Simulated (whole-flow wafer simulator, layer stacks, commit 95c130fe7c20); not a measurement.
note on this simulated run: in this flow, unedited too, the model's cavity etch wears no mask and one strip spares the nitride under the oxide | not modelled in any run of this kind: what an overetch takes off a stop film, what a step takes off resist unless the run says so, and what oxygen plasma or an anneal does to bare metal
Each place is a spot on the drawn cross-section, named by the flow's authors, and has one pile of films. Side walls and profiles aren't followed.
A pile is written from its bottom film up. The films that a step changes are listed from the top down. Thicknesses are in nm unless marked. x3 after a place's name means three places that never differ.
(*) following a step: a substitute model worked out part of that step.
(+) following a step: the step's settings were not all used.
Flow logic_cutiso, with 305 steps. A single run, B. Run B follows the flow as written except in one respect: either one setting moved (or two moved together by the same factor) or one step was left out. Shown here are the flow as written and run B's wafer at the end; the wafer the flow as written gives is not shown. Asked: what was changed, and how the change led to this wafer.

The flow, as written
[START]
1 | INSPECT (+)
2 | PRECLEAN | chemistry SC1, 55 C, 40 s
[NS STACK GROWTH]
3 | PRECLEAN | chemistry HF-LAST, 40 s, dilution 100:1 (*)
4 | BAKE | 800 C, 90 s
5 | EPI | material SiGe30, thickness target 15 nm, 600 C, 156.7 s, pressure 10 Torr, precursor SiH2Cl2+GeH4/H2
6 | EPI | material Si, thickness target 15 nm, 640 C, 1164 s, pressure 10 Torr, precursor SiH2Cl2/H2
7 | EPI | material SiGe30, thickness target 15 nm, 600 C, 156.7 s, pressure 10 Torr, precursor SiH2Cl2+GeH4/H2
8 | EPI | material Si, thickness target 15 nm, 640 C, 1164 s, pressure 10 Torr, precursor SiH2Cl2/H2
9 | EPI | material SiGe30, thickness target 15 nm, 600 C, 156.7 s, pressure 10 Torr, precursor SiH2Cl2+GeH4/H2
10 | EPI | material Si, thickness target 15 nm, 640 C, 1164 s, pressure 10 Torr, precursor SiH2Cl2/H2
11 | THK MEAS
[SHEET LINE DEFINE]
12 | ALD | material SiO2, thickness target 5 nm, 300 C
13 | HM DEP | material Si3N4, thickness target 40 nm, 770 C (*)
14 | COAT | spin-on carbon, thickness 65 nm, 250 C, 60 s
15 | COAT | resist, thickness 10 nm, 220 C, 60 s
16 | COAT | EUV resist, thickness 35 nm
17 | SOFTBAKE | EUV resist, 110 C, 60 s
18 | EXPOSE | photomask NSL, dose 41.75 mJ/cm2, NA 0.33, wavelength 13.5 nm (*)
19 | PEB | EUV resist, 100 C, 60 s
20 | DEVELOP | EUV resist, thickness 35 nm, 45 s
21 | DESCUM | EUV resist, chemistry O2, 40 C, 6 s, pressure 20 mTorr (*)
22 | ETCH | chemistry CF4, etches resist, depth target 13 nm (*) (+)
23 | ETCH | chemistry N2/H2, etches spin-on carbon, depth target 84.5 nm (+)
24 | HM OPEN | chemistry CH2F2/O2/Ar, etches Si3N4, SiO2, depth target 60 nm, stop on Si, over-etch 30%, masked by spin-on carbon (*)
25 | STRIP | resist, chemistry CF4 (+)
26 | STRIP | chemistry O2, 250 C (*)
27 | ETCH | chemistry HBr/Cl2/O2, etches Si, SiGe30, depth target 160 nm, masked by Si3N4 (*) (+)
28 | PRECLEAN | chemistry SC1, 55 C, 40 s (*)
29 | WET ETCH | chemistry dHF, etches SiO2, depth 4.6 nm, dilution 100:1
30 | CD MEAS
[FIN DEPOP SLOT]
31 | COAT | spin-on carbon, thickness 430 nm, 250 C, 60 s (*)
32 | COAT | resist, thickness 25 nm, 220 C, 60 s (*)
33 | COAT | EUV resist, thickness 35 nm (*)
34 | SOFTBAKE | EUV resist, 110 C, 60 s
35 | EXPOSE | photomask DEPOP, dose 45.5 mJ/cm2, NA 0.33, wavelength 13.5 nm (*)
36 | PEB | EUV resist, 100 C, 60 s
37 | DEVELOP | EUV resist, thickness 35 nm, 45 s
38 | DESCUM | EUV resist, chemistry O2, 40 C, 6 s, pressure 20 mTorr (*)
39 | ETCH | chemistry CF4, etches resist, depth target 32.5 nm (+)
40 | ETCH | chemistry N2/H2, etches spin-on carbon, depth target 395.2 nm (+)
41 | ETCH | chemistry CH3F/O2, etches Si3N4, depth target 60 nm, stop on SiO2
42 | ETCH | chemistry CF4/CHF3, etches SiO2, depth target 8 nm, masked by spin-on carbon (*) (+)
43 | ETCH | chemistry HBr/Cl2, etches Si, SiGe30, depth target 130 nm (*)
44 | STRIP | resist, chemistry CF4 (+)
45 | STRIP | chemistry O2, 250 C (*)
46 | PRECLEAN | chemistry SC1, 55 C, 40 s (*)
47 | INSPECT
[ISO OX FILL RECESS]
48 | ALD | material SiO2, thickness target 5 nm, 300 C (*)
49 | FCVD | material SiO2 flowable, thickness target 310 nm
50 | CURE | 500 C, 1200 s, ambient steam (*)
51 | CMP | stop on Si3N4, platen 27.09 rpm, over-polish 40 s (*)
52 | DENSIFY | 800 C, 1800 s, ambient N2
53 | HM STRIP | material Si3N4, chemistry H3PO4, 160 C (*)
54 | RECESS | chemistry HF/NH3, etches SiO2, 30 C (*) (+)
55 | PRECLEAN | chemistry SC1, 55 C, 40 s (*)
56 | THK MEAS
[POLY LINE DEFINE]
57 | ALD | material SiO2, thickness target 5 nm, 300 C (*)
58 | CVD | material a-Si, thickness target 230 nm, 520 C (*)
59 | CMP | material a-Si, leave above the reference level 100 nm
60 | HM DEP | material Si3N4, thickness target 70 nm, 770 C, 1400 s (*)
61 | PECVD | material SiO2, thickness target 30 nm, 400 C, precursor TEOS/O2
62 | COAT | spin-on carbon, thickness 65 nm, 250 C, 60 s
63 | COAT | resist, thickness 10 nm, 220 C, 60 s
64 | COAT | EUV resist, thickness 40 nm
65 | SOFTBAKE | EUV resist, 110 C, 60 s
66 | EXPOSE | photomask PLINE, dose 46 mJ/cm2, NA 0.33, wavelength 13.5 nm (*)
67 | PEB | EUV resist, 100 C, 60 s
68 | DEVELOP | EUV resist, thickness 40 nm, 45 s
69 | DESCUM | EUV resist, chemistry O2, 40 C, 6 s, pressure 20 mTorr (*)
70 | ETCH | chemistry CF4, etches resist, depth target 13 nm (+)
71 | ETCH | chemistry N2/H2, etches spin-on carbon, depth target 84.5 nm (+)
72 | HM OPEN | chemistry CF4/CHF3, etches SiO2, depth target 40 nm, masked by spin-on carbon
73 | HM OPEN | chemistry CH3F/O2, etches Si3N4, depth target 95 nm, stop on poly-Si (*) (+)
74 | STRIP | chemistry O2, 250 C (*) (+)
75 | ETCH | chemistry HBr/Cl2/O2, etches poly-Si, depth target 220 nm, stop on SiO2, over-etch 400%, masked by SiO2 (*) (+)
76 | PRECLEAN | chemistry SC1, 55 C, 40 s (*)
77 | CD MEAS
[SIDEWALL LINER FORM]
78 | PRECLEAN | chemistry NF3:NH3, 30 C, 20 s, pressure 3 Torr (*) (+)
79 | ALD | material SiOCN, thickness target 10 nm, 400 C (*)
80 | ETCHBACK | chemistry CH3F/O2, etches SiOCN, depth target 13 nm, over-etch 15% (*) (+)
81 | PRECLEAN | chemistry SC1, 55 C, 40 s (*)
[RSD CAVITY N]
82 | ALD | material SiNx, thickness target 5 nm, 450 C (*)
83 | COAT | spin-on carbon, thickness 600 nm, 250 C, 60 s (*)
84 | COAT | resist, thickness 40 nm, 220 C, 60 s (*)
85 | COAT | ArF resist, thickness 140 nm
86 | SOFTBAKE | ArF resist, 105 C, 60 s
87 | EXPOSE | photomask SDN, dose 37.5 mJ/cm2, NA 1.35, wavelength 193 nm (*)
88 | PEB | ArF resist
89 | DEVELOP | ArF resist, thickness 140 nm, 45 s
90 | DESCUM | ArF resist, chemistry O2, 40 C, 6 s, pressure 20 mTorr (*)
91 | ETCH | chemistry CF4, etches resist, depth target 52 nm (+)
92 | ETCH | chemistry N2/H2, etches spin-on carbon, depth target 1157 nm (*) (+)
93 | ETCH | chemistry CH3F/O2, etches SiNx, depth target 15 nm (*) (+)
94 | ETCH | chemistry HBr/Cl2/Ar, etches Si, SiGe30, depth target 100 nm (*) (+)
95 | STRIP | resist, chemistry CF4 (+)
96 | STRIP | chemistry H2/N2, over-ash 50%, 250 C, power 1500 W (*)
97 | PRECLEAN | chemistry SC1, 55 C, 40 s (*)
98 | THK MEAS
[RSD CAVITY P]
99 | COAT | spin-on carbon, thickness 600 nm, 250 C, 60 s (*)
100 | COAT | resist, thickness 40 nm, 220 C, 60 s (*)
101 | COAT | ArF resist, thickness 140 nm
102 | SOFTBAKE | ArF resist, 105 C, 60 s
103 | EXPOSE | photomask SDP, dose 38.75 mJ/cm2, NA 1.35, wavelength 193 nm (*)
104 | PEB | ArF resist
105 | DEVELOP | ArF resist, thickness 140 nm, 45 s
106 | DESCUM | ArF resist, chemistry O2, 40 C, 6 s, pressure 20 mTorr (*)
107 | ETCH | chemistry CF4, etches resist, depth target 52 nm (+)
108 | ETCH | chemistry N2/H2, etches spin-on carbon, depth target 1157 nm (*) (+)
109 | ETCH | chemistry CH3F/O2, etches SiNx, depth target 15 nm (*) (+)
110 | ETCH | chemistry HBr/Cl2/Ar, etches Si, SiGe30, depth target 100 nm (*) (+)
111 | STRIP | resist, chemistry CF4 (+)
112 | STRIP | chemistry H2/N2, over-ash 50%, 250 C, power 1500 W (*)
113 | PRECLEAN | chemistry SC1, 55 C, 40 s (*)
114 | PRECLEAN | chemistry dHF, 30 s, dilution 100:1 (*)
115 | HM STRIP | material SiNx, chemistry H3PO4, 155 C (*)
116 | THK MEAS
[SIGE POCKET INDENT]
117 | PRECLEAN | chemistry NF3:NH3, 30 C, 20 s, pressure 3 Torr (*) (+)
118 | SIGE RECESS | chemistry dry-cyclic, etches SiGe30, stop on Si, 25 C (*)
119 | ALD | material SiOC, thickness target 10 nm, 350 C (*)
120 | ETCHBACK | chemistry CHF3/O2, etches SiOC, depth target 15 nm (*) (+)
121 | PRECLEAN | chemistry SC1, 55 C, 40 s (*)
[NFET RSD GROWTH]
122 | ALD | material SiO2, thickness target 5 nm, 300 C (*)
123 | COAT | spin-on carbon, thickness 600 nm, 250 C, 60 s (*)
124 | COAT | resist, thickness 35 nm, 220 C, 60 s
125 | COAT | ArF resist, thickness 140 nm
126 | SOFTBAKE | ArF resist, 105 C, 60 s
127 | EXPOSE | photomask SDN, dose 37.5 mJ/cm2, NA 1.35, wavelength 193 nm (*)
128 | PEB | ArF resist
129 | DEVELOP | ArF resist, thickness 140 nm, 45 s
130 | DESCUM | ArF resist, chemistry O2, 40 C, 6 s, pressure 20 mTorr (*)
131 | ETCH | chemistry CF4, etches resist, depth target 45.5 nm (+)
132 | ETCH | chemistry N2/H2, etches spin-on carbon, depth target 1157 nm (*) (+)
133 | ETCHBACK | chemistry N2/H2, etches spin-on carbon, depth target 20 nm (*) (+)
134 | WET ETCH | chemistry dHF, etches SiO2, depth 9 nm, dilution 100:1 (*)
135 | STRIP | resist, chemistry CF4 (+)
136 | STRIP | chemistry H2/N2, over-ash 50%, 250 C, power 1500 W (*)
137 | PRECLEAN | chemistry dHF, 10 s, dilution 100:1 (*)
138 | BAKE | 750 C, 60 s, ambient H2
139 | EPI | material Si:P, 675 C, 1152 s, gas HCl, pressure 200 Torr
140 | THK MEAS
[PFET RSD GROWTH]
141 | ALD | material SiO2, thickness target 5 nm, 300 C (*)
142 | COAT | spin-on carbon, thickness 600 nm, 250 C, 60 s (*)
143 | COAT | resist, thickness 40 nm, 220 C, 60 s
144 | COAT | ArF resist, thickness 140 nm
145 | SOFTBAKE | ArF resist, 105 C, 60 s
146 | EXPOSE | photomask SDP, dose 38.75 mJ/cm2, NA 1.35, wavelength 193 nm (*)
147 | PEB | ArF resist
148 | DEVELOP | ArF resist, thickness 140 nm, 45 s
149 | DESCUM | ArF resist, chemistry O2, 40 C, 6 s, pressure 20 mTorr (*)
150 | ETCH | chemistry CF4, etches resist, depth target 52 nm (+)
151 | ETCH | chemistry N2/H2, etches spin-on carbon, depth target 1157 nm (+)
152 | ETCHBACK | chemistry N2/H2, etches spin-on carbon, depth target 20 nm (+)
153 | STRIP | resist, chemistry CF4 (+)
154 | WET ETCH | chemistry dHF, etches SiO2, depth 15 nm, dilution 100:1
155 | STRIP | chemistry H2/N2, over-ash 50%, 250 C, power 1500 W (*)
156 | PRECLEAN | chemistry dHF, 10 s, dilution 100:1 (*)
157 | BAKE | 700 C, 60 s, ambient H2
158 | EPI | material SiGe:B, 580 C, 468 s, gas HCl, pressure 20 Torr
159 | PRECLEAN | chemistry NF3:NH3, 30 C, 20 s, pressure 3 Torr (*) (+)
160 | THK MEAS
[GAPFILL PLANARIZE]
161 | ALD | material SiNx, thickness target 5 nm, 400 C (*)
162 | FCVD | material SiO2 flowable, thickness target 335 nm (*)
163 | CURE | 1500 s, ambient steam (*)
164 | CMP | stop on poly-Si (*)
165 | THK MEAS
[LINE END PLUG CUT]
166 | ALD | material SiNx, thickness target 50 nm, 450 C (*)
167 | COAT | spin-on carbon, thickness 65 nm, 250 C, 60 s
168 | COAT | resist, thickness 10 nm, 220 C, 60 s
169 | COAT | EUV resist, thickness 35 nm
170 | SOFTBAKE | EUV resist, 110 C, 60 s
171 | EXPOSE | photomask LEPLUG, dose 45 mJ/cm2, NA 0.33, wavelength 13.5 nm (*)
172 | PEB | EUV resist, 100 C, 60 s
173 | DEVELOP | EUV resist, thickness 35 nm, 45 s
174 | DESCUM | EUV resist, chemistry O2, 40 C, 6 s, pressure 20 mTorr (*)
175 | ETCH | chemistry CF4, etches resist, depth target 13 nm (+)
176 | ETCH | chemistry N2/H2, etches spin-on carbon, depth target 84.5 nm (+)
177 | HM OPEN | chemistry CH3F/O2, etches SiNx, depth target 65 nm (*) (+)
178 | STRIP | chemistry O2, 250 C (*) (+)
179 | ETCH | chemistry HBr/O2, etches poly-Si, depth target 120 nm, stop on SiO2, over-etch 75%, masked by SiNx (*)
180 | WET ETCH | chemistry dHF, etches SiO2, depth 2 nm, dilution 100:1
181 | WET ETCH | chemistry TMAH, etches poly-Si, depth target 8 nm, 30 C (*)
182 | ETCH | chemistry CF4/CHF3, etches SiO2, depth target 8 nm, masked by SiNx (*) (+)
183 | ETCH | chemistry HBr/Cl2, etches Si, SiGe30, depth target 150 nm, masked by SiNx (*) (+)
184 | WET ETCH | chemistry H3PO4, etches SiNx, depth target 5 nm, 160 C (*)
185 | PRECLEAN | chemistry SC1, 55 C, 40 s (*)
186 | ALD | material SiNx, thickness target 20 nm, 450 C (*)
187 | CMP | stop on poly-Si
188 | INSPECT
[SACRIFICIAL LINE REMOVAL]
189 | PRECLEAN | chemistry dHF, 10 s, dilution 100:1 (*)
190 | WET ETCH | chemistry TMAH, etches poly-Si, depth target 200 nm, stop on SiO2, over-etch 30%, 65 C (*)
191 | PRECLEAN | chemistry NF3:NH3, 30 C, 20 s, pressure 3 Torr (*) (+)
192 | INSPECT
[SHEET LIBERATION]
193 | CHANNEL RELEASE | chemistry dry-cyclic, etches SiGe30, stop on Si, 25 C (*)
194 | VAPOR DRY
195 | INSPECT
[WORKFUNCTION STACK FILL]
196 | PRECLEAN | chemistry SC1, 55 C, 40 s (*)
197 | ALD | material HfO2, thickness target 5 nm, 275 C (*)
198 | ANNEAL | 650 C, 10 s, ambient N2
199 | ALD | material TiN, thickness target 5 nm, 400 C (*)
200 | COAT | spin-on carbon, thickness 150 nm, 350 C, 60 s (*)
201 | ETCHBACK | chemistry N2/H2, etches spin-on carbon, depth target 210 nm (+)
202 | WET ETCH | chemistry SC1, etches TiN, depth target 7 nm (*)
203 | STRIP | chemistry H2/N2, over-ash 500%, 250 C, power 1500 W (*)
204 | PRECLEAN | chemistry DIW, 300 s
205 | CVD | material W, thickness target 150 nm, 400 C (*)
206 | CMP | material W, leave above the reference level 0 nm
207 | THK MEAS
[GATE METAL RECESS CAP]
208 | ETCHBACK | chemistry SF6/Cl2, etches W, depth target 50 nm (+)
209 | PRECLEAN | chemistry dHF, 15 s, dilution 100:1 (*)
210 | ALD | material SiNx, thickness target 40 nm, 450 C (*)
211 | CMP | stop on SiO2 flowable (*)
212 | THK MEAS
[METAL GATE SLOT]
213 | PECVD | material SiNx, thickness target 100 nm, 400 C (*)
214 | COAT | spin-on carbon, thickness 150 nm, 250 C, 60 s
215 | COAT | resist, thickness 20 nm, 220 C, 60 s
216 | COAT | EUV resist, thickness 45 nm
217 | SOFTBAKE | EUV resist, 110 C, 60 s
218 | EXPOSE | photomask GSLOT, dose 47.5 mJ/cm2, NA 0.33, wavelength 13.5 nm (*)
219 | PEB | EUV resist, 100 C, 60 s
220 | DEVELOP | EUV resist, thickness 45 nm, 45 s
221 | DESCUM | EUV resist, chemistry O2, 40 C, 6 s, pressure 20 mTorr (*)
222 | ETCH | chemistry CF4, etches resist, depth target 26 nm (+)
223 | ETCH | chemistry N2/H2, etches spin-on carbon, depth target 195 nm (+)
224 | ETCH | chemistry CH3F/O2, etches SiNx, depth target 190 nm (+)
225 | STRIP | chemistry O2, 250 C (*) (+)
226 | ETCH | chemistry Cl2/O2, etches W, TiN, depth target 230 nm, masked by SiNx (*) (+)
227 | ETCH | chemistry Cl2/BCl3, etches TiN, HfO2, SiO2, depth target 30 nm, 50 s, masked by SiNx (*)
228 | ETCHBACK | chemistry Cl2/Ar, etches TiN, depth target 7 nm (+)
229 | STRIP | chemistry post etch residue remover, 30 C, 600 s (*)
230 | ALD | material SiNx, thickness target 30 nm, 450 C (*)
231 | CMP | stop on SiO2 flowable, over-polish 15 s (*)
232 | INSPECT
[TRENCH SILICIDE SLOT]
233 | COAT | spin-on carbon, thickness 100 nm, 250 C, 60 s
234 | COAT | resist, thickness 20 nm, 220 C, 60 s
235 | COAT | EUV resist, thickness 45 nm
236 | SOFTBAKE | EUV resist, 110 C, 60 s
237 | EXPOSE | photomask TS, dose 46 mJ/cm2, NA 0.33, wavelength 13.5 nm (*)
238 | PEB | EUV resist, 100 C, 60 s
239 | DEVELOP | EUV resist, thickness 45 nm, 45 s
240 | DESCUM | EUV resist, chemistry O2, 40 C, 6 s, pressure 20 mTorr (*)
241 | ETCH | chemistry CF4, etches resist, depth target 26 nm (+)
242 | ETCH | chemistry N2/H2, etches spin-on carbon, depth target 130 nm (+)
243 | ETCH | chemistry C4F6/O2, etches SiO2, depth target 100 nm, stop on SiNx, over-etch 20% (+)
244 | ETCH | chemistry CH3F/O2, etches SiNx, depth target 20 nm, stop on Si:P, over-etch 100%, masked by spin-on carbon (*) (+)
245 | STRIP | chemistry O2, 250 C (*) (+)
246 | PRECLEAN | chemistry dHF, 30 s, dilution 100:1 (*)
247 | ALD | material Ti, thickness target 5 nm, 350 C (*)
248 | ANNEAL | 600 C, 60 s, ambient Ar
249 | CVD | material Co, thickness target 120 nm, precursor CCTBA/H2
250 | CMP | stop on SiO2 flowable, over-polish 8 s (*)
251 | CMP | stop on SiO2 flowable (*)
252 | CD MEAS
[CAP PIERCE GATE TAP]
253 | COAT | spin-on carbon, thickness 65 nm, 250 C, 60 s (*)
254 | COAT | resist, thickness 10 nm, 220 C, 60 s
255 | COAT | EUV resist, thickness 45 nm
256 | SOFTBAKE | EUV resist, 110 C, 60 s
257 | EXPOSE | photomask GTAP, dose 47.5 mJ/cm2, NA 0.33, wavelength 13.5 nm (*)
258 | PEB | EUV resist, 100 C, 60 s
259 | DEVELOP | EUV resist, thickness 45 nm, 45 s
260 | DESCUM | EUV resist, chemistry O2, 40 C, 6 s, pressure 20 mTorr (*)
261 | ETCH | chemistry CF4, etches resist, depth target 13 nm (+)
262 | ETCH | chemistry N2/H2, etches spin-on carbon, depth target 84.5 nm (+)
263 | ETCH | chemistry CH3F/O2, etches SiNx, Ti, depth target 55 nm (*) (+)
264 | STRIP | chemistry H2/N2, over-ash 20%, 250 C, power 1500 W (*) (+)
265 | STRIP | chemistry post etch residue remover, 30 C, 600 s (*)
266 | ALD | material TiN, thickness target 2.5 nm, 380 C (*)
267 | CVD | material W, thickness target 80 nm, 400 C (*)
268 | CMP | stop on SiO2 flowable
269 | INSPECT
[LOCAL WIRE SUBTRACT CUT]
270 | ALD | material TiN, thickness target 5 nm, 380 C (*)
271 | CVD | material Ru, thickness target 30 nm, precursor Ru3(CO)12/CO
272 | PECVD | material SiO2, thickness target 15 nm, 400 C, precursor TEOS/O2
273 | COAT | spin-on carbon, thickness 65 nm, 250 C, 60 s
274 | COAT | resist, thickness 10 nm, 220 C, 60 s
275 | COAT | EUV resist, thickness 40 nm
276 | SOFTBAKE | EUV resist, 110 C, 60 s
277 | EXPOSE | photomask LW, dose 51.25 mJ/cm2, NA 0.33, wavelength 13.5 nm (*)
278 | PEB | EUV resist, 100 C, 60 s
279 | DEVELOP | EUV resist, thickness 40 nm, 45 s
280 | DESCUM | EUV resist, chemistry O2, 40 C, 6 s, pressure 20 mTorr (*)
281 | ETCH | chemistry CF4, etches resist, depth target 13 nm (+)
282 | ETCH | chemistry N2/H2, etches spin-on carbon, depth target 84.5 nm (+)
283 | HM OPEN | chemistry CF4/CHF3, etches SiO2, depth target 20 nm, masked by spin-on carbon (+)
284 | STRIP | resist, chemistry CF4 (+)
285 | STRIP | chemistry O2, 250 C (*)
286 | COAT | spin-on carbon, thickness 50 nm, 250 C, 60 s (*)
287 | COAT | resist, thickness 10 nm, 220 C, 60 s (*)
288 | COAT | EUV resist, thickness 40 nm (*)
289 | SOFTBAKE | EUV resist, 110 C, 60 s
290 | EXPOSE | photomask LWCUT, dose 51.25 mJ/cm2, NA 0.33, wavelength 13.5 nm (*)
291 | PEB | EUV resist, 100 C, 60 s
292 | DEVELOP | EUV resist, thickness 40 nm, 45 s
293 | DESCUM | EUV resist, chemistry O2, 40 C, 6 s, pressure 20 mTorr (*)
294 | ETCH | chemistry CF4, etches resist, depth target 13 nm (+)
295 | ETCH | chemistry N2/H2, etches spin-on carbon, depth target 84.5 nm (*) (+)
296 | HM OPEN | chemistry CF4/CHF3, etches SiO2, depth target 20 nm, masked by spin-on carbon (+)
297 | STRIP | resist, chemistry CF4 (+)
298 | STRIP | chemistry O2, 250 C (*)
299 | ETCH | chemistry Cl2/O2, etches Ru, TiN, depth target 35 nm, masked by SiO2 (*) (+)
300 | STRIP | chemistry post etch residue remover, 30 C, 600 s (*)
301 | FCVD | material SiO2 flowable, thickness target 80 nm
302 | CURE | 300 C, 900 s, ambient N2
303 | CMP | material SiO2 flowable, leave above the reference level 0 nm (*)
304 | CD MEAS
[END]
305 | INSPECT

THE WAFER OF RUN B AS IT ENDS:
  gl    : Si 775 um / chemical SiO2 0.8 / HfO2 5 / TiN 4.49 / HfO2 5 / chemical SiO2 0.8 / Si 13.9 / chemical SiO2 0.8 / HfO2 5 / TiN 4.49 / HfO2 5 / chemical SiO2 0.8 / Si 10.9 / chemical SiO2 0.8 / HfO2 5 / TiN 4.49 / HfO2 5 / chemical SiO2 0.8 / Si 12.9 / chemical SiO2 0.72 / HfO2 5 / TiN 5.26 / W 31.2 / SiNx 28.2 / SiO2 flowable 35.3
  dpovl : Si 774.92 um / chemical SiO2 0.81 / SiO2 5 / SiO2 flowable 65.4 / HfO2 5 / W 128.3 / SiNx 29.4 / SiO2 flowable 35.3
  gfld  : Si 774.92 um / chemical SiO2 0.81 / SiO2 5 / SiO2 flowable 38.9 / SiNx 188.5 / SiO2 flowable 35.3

The reason: step 8, EPI: 931.5 s was run, though the flow has 1164 s.

How this came from the change, step by step:
  8 | EPI | material Si, thickness target 15 nm, 640 C, 1164 s, pressure 10 Torr, precursor SiH2Cl2/H2
      depop, dpovl, gfld and 19 more: Si gains 12 (new film) (in the flow as written it would be: Si gains 15 (new film))
  27 | ETCH | chemistry HBr/Cl2/O2, etches Si, SiGe30, depth target 160 nm, masked by Si3N4 (*) (+)
      gfld, gxf, iso, lnri: chemical SiO2 loses 0.79 (all of it), Si loses 11.4 (all of it), SiGe30 loses 15 (all of it), Si loses 12 (all of it), SiGe30 loses 15 (all of it), Si loses 15 (all of it), SiGe30 loses 15 (all of it), Si loses 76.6 (in the flow as written it would be: chemical SiO2 loses 0.79 (all of it), Si loses 11.4 (all of it), SiGe30 loses 15 (all of it), Si loses 15 (all of it), SiGe30 loses 15 (all of it), Si loses 15 (all of it), SiGe30 loses 15 (all of it), Si loses 73.6)
      dpovl, nsgap: chemical SiO2 loses 0.79 (all of it), Si loses 11.8 (all of it), SiGe30 loses 15 (all of it), Si loses 12 (all of it), SiGe30 loses 15 (all of it), Si loses 15 (all of it), SiGe30 loses 15 (all of it), Si loses 76.2 (in the flow as written it would be: chemical SiO2 loses 0.79 (all of it), Si loses 11.8 (all of it), SiGe30 loses 15 (all of it), Si loses 15 (all of it), SiGe30 loses 15 (all of it), Si loses 15 (all of it), SiGe30 loses 15 (all of it), Si loses 73.2)
      (also at 1 further place)
  43 | ETCH | chemistry HBr/Cl2, etches Si, SiGe30, depth target 130 nm (*)
      depop: Si loses 14 (all of it), SiGe30 loses 15 (all of it), Si loses 12 (all of it), SiGe30 loses 15 (all of it), Si loses 15 (all of it), SiGe30 loses 15 (all of it), Si loses 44 (in the flow as written it would be: Si loses 14 (all of it), SiGe30 loses 15 (all of it), Si loses 15 (all of it), SiGe30 loses 15 (all of it), Si loses 15 (all of it), SiGe30 loses 15 (all of it), Si loses 41)
  94 | ETCH | chemistry HBr/Cl2/Ar, etches Si, SiGe30, depth target 100 nm (*) (+)
      rsdn, rsdx: chemical SiO2 loses 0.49 (all of it), Si loses 12.8 (all of it), SiGe30 loses 15 (all of it), Si loses 12 (all of it), SiGe30 loses 15 (all of it), Si loses 15 (all of it), SiGe30 loses 15 (all of it), Si loses 15.2 (in the flow as written it would be: chemical SiO2 loses 0.49 (all of it), Si loses 12.8 (all of it), SiGe30 loses 15 (all of it), Si loses 15 (all of it), SiGe30 loses 15 (all of it), Si loses 15 (all of it), SiGe30 loses 15 (all of it), Si loses 12.2)
  110 | ETCH | chemistry HBr/Cl2/Ar, etches Si, SiGe30, depth target 100 nm (*) (+)
      rsdp, rsdw: chemical SiO2 loses 0.49 (all of it), Si loses 12.8 (all of it), SiGe30 loses 15 (all of it), Si loses 12 (all of it), SiGe30 loses 15 (all of it), Si loses 15 (all of it), SiGe30 loses 15 (all of it), Si loses 15.2 (in the flow as written it would be: chemical SiO2 loses 0.49 (all of it), Si loses 12.8 (all of it), SiGe30 loses 15 (all of it), Si loses 15 (all of it), SiGe30 loses 15 (all of it), Si loses 15 (all of it), SiGe30 loses 15 (all of it), Si loses 12.2)
  183 | ETCH | chemistry HBr/Cl2, etches Si, SiGe30, depth target 150 nm, masked by SiNx (*) (+)
      plug: Si loses 13.6 (all of it), SiGe30 loses 15 (all of it), Si loses 12 (all of it), SiGe30 loses 15 (all of it), Si loses 15 (all of it), SiGe30 loses 15 (all of it), Si loses 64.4 (in the flow as written it would be: Si loses 13.6 (all of it), SiGe30 loses 15 (all of it), Si loses 15 (all of it), SiGe30 loses 15 (all of it), Si loses 15 (all of it), SiGe30 loses 15 (all of it), Si loses 61.4)
